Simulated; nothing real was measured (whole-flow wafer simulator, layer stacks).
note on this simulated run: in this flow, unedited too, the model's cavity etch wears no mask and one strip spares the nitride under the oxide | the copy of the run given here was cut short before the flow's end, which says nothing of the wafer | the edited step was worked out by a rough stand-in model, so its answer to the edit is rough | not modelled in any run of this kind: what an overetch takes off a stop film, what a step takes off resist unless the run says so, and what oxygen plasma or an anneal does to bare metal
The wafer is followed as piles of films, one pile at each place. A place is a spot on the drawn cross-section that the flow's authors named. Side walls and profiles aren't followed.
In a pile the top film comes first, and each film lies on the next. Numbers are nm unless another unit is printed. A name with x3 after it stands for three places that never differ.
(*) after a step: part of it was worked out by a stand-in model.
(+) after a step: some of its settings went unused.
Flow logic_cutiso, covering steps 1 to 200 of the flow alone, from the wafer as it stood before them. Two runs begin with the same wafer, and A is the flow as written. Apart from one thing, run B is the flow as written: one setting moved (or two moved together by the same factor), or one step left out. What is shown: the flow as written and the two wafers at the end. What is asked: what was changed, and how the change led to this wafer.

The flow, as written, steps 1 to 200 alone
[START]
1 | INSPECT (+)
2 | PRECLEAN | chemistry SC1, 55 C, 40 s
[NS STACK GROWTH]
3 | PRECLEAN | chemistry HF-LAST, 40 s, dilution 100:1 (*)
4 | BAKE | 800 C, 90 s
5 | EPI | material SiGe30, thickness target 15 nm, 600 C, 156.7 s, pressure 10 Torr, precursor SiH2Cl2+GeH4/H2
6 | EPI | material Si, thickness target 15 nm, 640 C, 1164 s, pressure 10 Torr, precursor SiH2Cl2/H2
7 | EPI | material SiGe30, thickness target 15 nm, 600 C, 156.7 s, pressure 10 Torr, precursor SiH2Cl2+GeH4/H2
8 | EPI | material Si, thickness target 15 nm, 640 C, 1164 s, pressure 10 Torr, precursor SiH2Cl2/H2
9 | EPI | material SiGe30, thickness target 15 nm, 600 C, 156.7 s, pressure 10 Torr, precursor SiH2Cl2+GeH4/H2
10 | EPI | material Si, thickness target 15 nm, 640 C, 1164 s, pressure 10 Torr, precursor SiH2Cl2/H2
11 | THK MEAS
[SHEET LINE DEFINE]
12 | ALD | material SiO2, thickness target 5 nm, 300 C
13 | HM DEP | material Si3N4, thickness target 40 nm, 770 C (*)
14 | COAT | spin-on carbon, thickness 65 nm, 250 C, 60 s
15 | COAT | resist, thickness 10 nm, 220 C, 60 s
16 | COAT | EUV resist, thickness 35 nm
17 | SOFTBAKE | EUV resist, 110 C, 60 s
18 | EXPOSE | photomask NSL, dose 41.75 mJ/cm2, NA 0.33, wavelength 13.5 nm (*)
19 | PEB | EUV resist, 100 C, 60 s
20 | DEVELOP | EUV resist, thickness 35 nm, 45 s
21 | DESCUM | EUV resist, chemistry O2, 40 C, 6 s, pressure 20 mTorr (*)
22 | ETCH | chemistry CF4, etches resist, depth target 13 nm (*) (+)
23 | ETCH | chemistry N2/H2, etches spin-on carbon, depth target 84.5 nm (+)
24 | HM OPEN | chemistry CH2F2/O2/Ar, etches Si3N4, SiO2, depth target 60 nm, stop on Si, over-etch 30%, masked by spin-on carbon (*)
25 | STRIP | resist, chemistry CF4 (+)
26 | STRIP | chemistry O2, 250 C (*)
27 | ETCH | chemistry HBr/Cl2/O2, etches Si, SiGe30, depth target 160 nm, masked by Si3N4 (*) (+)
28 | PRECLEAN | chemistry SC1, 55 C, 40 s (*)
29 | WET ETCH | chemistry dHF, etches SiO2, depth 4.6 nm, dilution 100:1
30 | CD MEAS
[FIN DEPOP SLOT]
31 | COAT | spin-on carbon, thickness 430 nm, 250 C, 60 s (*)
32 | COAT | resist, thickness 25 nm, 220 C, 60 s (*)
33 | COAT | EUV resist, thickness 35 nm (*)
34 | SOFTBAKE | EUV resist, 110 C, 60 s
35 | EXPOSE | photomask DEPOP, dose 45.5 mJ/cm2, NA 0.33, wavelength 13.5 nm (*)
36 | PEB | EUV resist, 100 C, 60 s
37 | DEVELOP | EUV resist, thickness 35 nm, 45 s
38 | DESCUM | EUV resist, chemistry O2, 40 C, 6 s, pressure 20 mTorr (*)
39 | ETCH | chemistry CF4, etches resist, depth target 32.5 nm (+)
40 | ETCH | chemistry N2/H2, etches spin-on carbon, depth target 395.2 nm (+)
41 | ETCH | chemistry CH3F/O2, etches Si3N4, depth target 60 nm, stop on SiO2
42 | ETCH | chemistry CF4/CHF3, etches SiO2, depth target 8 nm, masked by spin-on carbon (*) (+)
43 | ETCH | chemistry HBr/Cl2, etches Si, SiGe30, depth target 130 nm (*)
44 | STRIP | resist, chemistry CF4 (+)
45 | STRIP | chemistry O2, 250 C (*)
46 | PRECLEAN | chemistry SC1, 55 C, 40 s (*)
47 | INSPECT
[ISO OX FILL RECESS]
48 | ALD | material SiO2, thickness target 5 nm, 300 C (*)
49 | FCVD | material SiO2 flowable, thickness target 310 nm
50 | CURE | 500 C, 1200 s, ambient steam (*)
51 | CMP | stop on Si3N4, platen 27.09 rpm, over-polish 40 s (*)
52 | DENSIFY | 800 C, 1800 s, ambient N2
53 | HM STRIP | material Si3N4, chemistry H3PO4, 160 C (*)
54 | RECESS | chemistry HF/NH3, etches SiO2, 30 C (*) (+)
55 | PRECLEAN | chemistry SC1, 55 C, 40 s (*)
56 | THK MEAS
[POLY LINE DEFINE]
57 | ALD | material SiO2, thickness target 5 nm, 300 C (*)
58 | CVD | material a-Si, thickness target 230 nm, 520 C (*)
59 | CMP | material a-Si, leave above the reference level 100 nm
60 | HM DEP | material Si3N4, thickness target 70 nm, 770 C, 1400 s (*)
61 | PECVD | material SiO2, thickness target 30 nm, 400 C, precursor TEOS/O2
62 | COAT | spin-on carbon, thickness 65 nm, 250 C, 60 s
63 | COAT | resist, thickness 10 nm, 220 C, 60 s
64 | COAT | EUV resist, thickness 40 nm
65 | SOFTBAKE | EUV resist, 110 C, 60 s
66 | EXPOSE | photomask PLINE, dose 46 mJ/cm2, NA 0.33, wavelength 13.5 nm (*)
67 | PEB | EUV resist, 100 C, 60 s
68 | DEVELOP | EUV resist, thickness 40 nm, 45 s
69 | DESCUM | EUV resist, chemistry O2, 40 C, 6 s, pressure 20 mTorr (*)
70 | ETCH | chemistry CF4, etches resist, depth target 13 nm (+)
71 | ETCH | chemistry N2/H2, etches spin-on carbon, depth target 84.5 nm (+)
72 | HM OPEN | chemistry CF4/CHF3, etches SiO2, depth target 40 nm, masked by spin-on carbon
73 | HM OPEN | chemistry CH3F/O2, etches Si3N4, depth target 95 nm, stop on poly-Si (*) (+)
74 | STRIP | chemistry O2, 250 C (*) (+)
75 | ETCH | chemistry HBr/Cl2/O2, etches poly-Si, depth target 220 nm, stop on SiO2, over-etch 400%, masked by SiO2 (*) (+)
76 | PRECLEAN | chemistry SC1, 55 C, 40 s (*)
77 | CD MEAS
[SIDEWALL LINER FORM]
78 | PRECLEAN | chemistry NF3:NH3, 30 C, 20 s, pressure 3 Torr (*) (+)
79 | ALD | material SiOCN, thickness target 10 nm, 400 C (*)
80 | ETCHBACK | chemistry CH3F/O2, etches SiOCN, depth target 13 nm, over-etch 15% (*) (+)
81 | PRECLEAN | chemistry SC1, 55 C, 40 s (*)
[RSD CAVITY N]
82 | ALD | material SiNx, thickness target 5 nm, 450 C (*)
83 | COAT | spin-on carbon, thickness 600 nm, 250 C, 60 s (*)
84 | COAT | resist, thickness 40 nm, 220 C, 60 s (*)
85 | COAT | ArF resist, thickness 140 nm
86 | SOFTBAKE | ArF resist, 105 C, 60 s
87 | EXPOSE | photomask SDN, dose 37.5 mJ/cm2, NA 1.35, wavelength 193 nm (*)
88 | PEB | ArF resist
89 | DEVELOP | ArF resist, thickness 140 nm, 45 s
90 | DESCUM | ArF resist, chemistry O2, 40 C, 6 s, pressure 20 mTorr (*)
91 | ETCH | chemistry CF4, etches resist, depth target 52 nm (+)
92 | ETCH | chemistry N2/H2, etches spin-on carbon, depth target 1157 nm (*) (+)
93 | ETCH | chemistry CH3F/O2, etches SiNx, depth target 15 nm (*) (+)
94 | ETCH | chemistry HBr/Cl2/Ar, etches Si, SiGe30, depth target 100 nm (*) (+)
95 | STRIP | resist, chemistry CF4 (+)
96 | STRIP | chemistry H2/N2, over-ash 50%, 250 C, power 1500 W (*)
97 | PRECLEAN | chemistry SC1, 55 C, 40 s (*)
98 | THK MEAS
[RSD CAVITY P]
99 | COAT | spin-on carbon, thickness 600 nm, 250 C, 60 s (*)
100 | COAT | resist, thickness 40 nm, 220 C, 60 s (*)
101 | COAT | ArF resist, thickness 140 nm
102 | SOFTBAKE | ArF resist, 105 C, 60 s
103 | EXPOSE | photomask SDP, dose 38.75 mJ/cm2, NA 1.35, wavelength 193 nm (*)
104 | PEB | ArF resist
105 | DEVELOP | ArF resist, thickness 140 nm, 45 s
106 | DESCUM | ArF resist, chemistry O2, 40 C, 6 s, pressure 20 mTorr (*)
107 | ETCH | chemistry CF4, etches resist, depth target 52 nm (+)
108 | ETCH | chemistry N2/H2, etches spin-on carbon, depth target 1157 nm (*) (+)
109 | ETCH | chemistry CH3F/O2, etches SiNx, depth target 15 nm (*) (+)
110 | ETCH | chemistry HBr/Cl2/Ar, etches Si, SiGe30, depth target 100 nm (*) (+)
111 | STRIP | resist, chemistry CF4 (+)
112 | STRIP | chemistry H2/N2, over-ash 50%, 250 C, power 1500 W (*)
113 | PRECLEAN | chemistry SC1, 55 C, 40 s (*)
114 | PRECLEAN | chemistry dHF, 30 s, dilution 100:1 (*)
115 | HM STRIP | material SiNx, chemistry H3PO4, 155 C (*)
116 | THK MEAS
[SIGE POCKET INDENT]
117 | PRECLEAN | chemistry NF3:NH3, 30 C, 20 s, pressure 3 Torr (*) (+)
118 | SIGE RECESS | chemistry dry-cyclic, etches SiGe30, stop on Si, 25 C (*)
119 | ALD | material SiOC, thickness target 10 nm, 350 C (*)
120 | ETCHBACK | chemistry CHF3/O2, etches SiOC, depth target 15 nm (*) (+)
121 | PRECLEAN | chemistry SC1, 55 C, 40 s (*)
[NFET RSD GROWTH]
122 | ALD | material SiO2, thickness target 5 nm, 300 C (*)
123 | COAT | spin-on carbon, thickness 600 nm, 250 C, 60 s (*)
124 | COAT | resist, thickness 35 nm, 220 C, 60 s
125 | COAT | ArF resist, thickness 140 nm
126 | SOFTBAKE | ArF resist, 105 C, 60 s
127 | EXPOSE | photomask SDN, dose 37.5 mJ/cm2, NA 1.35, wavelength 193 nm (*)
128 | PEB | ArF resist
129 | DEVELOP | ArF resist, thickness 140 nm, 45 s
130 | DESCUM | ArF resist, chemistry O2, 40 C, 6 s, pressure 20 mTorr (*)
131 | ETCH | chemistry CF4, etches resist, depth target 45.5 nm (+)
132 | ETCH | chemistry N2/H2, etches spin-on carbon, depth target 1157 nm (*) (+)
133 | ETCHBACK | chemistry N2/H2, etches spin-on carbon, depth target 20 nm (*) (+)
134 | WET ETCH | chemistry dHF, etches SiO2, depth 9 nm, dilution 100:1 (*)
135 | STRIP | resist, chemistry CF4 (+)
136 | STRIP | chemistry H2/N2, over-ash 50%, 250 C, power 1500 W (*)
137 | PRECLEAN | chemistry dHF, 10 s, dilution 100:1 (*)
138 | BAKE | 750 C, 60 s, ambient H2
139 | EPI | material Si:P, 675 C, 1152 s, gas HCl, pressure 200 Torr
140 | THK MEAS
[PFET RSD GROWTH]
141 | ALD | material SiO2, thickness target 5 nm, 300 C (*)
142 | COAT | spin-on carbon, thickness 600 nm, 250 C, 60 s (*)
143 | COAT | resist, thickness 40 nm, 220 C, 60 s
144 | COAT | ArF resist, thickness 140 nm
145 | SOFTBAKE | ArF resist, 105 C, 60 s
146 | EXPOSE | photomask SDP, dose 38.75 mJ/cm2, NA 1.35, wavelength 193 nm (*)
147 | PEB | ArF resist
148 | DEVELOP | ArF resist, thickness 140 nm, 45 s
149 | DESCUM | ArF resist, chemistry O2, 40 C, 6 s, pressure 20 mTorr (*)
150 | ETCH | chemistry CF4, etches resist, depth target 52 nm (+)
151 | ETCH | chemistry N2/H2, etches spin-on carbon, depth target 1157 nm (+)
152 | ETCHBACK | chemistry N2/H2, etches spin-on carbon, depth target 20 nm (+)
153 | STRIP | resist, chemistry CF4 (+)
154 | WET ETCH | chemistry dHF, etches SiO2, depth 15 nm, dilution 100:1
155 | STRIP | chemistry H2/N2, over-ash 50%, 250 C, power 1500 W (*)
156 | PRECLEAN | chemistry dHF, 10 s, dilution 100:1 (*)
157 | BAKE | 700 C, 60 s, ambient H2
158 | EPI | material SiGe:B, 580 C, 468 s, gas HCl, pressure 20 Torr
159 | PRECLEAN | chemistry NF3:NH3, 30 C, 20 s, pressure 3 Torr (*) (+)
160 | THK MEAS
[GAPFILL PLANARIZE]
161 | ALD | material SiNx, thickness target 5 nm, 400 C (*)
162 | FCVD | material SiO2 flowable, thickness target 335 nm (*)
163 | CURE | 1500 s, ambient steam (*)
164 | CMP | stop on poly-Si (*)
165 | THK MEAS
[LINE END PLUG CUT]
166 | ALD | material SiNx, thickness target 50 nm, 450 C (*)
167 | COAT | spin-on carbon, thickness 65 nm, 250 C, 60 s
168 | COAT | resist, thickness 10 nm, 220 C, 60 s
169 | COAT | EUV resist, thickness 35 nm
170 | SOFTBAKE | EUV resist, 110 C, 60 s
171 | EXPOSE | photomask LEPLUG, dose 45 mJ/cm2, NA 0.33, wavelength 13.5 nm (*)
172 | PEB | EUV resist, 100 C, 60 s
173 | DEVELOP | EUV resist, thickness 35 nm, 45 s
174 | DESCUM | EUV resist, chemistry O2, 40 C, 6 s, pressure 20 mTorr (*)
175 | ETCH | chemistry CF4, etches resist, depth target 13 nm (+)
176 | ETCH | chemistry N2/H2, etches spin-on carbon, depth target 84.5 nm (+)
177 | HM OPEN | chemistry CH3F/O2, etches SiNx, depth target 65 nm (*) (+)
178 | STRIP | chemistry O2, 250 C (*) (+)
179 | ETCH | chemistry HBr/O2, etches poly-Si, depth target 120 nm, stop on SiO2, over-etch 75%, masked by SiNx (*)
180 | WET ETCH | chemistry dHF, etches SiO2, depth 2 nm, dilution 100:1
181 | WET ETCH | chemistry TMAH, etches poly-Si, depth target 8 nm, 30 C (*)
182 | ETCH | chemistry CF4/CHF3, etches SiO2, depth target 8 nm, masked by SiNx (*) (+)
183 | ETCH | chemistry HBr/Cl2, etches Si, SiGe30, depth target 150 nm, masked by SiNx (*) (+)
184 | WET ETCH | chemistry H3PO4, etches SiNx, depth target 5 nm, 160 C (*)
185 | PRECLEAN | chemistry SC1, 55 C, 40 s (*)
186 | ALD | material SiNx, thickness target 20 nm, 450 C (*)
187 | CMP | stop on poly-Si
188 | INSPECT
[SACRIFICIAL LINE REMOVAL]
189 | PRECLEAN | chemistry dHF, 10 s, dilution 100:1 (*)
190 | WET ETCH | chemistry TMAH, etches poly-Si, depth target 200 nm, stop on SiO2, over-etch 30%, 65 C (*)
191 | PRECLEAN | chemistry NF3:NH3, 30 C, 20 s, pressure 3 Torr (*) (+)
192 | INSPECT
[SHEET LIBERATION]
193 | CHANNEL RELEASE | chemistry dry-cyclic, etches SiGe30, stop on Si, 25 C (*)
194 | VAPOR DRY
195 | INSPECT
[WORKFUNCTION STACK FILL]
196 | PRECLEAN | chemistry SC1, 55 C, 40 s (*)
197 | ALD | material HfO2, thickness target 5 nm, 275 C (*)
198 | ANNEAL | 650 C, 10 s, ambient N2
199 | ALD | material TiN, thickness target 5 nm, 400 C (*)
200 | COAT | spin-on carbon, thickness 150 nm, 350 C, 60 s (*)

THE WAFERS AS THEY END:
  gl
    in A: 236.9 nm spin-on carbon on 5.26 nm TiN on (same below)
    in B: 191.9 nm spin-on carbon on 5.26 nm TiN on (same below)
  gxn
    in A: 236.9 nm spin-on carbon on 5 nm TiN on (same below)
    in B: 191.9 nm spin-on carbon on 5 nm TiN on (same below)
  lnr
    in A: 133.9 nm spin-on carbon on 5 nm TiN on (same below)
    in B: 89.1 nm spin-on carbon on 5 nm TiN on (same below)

What caused this: step 200, COAT: thickness 105 nm was run, whereas the flow has thickness 150 nm.

The path from the change to this, step by step:
  200 | COAT | spin-on carbon, thickness 150 nm, 350 C, 60 s (*)
      gl, glp, gxn, gxp: A +236.9 spin-on carbon (new film) | B +191.9 spin-on carbon (new film)
      lnr, lnrp: A +133.9 spin-on carbon (new film) | B +89.1 spin-on carbon (new film)
      (also at 16 further places)
